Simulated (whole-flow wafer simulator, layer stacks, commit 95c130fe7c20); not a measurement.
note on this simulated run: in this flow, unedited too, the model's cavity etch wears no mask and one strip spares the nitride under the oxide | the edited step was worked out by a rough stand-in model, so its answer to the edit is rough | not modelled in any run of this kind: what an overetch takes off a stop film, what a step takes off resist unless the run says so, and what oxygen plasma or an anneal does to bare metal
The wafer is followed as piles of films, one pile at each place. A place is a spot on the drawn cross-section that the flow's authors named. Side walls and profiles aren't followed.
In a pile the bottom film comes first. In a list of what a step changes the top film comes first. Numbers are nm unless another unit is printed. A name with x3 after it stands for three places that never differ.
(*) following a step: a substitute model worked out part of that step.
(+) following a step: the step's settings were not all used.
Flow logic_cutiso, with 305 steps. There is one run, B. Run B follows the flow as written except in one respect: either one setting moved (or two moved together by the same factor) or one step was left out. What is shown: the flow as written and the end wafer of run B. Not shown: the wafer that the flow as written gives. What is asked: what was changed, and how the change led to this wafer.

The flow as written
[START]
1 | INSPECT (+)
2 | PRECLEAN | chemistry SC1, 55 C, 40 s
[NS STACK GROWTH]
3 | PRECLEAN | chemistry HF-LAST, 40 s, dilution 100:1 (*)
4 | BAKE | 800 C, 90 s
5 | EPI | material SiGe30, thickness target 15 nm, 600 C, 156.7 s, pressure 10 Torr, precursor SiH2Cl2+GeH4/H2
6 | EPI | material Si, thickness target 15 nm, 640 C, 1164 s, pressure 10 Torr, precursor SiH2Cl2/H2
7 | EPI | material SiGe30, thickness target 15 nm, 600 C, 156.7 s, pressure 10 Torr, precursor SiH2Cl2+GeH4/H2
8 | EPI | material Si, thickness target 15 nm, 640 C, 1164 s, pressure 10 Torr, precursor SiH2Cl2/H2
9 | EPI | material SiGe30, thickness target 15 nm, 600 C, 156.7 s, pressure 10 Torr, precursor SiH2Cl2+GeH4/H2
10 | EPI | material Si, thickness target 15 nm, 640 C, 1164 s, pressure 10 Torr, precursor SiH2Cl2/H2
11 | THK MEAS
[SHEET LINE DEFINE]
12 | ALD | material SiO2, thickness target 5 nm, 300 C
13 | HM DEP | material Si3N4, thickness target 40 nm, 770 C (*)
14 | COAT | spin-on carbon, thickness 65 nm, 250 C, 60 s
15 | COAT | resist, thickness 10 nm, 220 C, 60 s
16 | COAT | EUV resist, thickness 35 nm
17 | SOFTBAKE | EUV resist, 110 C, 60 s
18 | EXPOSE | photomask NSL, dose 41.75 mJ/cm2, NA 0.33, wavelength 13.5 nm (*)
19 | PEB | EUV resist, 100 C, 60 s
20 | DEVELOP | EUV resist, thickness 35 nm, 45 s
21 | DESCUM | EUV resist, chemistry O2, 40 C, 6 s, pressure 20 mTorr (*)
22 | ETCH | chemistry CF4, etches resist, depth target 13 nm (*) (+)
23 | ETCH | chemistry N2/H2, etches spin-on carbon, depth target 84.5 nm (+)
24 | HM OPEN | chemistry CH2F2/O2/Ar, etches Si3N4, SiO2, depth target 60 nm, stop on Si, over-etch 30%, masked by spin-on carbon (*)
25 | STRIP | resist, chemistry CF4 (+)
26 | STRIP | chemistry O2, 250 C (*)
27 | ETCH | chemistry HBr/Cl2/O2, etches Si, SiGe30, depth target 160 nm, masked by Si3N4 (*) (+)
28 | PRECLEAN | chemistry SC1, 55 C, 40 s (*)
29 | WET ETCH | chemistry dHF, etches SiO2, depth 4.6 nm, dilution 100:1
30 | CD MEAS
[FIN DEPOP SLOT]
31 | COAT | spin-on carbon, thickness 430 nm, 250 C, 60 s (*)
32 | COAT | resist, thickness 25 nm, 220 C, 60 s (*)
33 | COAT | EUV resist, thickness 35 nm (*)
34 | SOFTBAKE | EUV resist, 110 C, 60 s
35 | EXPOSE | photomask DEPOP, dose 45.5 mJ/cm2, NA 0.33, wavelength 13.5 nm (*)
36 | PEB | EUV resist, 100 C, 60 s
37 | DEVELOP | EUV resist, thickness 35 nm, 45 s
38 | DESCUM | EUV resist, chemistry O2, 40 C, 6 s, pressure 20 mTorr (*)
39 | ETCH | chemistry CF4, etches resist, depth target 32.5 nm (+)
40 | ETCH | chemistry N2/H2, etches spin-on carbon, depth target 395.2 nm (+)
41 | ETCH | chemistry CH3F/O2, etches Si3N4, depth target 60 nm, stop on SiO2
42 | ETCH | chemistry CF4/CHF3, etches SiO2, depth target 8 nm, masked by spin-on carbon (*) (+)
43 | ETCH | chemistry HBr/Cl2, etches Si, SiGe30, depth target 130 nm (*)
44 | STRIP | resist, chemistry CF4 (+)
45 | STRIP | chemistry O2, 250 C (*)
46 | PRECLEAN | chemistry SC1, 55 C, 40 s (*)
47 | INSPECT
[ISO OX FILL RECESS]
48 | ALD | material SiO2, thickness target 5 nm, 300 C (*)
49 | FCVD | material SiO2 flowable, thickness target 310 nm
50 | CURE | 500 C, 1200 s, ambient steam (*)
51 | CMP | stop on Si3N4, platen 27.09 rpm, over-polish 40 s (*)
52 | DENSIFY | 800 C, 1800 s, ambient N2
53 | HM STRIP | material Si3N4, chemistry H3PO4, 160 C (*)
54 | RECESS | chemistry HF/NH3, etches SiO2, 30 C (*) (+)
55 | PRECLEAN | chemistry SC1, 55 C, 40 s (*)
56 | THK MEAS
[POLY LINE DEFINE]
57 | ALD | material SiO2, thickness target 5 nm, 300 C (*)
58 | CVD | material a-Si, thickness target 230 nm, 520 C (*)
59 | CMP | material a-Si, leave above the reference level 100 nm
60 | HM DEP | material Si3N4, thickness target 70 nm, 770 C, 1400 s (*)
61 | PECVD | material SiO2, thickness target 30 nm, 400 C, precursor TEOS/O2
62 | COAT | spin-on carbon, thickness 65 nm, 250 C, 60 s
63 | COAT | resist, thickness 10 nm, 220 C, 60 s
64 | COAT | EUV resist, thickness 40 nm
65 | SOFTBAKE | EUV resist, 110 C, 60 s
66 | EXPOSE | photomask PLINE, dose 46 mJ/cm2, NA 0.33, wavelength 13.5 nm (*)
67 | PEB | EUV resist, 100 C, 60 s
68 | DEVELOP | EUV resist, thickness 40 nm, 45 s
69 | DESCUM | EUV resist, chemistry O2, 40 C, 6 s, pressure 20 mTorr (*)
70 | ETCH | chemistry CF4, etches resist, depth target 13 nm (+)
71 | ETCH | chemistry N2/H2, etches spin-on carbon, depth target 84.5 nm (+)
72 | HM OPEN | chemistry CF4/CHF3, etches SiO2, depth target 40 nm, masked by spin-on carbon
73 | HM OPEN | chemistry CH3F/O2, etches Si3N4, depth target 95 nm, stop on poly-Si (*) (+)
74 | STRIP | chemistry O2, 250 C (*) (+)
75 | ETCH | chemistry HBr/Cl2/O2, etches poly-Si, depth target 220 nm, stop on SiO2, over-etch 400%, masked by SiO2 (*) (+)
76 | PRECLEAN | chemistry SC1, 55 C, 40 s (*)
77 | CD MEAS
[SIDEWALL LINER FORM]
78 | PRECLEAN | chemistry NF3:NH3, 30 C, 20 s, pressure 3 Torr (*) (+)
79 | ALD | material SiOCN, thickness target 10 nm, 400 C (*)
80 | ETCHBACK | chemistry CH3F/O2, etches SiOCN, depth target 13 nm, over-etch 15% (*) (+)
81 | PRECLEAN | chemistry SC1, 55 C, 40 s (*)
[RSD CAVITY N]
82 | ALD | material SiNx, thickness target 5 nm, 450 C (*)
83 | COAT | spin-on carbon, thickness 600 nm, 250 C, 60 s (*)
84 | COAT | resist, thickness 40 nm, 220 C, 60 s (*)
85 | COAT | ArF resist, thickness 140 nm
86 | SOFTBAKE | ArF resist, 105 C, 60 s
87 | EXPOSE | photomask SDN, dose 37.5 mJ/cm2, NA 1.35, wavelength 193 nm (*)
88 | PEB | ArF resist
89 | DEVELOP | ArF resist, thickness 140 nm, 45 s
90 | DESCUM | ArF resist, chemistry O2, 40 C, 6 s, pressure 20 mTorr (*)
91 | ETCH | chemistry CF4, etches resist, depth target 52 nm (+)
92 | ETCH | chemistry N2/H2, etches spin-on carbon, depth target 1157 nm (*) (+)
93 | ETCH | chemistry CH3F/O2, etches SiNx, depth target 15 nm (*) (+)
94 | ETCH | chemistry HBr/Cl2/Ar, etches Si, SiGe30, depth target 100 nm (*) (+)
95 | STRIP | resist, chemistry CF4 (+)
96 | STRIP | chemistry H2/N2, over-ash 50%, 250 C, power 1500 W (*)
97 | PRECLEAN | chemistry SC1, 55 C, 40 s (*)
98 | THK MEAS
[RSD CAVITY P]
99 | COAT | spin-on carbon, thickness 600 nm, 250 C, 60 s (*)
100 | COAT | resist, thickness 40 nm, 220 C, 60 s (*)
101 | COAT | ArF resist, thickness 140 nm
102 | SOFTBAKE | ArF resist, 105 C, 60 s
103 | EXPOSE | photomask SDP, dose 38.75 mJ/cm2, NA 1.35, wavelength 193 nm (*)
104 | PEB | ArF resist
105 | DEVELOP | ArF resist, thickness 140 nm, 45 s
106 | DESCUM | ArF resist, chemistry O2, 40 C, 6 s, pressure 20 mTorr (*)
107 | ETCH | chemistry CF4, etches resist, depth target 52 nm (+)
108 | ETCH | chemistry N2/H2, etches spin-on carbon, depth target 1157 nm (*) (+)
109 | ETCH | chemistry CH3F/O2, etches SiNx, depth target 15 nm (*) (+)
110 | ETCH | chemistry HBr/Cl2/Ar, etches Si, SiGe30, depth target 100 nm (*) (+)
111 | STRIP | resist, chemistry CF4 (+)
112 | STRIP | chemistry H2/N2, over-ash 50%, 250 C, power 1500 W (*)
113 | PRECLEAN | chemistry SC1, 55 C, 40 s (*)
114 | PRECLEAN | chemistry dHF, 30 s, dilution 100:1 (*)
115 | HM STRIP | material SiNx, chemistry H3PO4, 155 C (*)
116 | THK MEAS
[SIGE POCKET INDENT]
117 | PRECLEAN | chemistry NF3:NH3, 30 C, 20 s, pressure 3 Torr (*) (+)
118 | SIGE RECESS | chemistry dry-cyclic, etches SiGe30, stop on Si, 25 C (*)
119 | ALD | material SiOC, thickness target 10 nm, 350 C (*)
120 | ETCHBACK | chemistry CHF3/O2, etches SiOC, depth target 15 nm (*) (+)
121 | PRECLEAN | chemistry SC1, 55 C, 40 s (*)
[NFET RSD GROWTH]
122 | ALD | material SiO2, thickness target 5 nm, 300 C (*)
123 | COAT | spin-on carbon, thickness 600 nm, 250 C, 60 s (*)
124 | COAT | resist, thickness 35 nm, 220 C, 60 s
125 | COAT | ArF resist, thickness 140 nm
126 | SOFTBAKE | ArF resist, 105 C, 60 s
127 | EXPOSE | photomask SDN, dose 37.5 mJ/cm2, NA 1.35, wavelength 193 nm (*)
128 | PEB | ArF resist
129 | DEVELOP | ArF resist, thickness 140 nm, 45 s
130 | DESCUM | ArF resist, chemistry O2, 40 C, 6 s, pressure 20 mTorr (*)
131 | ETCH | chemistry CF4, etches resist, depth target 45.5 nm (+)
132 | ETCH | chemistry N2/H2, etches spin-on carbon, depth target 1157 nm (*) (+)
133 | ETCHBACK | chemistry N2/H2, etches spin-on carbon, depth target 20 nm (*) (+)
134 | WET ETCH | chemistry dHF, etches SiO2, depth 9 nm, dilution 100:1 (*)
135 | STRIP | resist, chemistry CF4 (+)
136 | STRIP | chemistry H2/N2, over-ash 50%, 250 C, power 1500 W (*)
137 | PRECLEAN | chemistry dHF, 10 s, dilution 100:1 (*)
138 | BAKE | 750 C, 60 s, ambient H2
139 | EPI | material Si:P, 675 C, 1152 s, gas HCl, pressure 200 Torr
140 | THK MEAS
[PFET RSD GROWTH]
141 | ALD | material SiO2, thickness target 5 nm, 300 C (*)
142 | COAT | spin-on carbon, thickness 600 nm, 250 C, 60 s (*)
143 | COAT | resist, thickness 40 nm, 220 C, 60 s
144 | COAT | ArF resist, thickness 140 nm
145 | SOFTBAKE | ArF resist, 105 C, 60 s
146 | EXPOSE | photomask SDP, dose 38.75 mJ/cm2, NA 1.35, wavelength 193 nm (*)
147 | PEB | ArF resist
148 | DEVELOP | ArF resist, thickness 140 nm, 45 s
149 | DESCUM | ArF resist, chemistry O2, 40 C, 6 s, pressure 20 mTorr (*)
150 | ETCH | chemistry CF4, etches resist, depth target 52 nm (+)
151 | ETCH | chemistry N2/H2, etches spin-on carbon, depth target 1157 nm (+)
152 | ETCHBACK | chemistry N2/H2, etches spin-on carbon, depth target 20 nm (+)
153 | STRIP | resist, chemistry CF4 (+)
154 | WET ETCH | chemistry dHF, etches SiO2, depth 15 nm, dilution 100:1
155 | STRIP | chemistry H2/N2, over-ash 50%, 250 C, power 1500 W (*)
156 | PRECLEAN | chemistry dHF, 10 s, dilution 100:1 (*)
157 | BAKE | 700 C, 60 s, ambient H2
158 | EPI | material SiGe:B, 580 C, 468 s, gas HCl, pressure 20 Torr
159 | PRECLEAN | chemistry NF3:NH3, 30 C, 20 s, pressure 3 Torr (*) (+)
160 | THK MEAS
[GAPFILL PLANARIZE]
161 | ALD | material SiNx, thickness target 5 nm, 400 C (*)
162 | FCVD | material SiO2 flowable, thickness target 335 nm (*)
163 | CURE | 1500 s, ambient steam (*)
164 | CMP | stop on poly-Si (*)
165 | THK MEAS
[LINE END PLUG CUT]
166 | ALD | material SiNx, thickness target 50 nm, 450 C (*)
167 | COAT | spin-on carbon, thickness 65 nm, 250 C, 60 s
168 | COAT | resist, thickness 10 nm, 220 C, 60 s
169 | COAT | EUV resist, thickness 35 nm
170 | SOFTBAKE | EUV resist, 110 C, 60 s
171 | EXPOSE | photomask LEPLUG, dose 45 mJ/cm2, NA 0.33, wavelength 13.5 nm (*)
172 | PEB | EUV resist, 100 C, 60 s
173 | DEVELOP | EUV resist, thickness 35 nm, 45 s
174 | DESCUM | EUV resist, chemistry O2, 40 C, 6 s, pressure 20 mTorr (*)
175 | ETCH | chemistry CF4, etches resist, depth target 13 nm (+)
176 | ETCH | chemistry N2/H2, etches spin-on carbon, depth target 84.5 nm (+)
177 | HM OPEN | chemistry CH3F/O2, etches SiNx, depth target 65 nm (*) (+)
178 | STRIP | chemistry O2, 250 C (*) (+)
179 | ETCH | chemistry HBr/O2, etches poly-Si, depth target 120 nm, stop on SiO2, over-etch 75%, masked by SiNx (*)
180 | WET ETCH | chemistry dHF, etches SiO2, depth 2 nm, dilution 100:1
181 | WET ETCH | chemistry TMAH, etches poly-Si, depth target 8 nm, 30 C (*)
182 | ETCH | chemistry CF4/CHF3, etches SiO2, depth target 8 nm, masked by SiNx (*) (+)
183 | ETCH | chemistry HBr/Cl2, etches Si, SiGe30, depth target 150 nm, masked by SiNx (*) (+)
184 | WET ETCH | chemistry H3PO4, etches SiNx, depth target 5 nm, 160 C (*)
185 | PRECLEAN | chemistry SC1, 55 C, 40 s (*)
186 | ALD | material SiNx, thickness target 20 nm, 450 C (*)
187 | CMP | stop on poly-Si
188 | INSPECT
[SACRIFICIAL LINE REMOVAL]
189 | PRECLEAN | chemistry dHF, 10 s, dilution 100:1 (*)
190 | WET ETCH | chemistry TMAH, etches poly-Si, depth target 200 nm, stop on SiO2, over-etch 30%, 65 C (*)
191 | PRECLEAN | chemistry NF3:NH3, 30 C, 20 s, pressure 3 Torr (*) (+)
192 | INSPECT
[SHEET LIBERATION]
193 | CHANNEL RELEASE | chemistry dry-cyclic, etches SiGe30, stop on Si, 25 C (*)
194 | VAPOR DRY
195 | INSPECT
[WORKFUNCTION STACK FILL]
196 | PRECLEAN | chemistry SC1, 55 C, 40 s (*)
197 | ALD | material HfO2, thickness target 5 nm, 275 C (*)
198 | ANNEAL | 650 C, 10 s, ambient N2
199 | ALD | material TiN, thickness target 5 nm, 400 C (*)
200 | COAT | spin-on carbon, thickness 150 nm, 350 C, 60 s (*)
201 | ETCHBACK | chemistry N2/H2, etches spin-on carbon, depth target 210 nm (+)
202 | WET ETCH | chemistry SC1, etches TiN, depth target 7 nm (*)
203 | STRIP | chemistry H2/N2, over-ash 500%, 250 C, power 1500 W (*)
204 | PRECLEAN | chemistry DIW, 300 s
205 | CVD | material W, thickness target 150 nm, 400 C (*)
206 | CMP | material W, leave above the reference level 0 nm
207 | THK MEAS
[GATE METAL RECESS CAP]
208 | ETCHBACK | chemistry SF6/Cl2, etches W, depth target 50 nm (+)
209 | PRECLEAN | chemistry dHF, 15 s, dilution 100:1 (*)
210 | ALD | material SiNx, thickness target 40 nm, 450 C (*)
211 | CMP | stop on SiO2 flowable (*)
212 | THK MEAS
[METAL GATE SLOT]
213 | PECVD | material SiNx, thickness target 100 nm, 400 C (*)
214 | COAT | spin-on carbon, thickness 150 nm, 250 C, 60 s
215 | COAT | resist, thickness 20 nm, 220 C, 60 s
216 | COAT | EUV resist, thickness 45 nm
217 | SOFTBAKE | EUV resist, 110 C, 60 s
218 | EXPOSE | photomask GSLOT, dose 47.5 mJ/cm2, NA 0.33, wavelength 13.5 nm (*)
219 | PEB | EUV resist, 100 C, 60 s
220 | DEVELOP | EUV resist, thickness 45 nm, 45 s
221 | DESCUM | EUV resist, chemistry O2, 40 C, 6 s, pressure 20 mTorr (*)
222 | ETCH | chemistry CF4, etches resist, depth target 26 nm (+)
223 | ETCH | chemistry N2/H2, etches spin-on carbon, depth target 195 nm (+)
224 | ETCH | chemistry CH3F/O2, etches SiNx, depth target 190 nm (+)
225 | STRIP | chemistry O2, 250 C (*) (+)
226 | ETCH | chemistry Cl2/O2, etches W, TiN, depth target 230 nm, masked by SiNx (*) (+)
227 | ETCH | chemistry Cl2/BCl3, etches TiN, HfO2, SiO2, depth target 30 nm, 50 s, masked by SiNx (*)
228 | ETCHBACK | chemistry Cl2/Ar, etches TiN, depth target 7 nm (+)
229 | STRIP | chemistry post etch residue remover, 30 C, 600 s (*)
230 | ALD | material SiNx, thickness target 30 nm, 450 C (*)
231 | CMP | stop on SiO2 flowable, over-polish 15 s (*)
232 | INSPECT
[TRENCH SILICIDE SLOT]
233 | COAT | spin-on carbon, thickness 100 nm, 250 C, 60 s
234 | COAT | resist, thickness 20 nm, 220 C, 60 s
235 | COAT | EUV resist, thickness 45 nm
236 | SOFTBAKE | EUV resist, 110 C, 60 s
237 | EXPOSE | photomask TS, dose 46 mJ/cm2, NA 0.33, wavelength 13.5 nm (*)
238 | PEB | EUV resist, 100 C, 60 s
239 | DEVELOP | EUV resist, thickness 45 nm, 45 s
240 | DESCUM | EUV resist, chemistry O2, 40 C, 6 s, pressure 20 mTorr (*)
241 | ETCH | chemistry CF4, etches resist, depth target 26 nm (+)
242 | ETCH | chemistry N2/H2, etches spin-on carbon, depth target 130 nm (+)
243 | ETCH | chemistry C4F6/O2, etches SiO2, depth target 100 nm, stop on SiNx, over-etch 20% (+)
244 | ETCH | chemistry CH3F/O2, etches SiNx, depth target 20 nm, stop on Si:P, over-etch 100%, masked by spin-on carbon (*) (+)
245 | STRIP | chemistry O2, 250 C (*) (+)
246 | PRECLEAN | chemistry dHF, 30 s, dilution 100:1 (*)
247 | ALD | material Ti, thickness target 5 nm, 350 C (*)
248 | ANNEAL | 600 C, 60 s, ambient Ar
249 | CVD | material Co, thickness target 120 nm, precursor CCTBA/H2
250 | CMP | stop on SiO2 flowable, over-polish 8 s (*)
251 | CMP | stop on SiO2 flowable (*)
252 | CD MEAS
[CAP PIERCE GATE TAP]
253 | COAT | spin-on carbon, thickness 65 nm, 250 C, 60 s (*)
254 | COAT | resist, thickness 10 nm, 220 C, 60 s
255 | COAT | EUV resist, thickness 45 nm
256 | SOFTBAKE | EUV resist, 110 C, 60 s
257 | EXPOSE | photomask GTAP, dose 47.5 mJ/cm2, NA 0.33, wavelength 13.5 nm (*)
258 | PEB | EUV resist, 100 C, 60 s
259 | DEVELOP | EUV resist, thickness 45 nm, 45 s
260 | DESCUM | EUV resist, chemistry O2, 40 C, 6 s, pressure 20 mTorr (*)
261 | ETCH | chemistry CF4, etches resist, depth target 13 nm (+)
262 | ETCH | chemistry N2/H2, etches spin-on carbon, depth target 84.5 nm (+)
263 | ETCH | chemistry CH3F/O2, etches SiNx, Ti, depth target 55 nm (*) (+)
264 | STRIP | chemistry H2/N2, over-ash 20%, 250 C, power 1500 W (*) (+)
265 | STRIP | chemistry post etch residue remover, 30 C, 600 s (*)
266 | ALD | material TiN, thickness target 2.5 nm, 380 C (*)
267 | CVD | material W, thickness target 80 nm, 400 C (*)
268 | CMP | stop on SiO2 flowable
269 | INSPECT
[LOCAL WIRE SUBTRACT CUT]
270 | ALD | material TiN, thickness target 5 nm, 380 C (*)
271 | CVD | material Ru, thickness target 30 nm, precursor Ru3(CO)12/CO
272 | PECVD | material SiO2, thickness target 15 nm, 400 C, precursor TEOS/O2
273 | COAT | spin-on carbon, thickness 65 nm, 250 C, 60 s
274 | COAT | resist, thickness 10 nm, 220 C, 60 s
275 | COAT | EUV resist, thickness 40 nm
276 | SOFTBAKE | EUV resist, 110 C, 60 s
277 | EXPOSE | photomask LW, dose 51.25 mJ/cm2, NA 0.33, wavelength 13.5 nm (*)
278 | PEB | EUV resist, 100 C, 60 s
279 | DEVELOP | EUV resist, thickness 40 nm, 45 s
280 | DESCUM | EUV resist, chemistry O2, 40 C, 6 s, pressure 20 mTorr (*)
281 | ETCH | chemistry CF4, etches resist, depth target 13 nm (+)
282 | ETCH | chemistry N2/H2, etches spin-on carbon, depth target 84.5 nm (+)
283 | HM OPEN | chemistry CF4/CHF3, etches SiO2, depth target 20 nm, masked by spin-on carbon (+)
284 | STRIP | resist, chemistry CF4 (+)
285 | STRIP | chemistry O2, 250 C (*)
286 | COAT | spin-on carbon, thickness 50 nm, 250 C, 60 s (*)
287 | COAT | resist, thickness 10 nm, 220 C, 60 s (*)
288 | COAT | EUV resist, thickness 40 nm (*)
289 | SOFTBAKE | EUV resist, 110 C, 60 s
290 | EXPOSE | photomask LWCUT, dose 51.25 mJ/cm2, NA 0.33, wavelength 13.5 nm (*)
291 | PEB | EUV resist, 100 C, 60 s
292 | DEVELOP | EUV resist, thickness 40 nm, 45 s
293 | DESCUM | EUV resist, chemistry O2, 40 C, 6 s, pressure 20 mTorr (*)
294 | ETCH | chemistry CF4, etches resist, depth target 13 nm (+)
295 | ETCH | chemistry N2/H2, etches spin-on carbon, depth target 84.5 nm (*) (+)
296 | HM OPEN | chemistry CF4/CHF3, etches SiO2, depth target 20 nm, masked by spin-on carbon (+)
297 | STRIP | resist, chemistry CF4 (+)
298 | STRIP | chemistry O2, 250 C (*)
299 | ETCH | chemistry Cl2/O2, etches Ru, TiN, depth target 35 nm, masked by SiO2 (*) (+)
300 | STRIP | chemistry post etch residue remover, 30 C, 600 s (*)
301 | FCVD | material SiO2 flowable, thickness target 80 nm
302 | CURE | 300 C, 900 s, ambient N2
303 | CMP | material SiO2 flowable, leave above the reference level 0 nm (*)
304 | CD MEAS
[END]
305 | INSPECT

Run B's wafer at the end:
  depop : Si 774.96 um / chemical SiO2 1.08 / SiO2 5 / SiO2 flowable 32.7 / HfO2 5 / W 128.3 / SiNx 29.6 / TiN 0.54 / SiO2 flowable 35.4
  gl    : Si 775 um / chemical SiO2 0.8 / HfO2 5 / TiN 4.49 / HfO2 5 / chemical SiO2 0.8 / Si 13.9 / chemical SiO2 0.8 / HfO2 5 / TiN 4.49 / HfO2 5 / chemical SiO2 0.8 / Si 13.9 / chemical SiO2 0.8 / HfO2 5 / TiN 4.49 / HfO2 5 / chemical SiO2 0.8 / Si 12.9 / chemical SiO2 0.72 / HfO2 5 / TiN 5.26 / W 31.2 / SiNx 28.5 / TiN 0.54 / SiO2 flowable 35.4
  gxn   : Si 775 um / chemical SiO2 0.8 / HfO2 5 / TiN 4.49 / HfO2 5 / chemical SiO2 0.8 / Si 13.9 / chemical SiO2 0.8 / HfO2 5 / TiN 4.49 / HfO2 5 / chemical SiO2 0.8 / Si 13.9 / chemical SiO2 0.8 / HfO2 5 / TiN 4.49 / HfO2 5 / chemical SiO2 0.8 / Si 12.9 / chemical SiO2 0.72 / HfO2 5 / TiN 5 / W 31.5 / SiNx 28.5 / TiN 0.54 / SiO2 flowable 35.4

The reason: step 270, ALD: thickness target 5.9 nm was run, while the flow as written has thickness target 5 nm.

How this came from the change, step by step:
  270 | ALD | material TiN, thickness target 5 nm, 380 C (*)
      depop, dpovl, gfld and 19 more: TiN gains 5.9 (new film) (as written it would have been: TiN gains 5 (new film))
  299 | ETCH | chemistry Cl2/O2, etches Ru, TiN, depth target 35 nm, masked by SiO2 (*) (+)
      depop, dpovl, gfld and 14 more: Ru loses 29.6 (all of it), TiN loses 5.36 (as written it would have been: Ru loses 29.6 (all of it), TiN loses 5 (all of it))
      rsdw: Ru loses 29.6 (all of it), TiN loses 5.35 (as written it would have been: Ru loses 29.6 (all of it), TiN loses 5 (all of it))
  301 | FCVD | material SiO2 flowable, thickness target 80 nm
      iso, rsdx: SiO2 flowable gains 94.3 (new film) (as written it would have been: SiO2 flowable gains 94.2)
If metal films that touch count as one body, depop has 2 bodies (between them, from the top down: SiNx 29.6); the flow as written gives 1 body.
If metal films that touch count as one body, gl has 5 bodies (between them, from the top down: SiNx 28.5; HfO2 5 / chemical SiO2 0.72 / Si 12.9 / chemical SiO2 0.8 / HfO2 5; HfO2 5 / chemical SiO2 0.8 / Si 13.9 / chemical SiO2 0.8 / HfO2 5; HfO2 5 / chemical SiO2 0.8 / Si 13.9 / chemical SiO2 0.8 / HfO2 5); the flow as written gives 4 bodies (between them, from the top down: HfO2 5 / chemical SiO2 0.72 / Si 12.9 / chemical SiO2 0.8 / HfO2 5; HfO2 5 / chemical SiO2 0.8 / Si 13.9 / chemical SiO2 0.8 / HfO2 5; HfO2 5 / chemical SiO2 0.8 / Si 13.9 / chemical SiO2 0.8 / HfO2 5).
If metal films that touch count as one body, gxn has 5 bodies (between them, from the top down: SiNx 28.5; HfO2 5 / chemical SiO2 0.72 / Si 12.9 / chemical SiO2 0.8 / HfO2 5; HfO2 5 / chemical SiO2 0.8 / Si 13.9 / chemical SiO2 0.8 / HfO2 5; HfO2 5 / chemical SiO2 0.8 / Si 13.9 / chemical SiO2 0.8 / HfO2 5); the flow as written gives 4 bodies (between them, from the top down: HfO2 5 / chemical SiO2 0.72 / Si 12.9 / chemical SiO2 0.8 / HfO2 5; HfO2 5 / chemical SiO2 0.8 / Si 13.9 / chemical SiO2 0.8 / HfO2 5; HfO2 5 / chemical SiO2 0.8 / Si 13.9 / chemical SiO2 0.8 / HfO2 5).
